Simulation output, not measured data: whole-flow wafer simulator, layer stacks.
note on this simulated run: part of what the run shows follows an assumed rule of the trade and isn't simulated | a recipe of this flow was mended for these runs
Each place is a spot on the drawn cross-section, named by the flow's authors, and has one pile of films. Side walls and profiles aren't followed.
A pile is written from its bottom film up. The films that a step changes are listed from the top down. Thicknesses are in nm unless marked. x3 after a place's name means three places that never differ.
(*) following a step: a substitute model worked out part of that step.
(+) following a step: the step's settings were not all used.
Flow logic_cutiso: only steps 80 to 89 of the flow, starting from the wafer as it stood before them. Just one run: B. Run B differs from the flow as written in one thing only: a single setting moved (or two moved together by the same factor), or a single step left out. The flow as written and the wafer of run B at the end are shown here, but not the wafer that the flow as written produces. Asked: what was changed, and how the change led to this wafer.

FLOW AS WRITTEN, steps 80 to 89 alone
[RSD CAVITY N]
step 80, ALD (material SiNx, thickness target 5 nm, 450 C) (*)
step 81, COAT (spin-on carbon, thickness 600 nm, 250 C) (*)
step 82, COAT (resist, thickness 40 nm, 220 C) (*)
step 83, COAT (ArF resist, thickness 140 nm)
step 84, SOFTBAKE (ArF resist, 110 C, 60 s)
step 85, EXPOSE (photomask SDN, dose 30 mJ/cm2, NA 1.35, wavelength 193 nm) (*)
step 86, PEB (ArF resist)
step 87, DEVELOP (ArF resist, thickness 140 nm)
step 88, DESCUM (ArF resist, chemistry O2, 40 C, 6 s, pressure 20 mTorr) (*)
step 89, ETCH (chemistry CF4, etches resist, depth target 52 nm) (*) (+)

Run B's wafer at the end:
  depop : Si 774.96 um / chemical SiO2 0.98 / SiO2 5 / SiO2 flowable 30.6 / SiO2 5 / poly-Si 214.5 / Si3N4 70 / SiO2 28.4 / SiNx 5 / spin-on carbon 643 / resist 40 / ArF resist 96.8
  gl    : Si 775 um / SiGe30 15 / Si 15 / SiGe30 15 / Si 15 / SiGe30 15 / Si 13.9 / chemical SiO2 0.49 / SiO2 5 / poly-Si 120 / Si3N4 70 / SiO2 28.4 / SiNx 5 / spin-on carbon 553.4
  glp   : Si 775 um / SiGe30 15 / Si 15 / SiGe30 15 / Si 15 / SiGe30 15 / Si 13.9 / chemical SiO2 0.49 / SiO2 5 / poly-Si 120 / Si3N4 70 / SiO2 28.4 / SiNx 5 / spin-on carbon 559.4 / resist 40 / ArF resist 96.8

Cause: step 81, COAT: thickness 643 nm was run, whereas the flow has thickness 600 nm.
The wafer lets one read it off: depop has spin-on carbon 643, and step 81 as written asks for 600 nm.

Step by step, how the change led to this:
  step 81, COAT (spin-on carbon, thickness 600 nm, 250 C) (*)
      depop, dpovl x3, ns: spin-on carbon gains 643 (new film) (it would be, as written: spin-on carbon gains 600 (new film))
      gfld, gxf, gxn, gxp: spin-on carbon gains 559.3 (new film) (it would be, as written: spin-on carbon gains 516.3 (new film))
      (as well as at 13 more places)
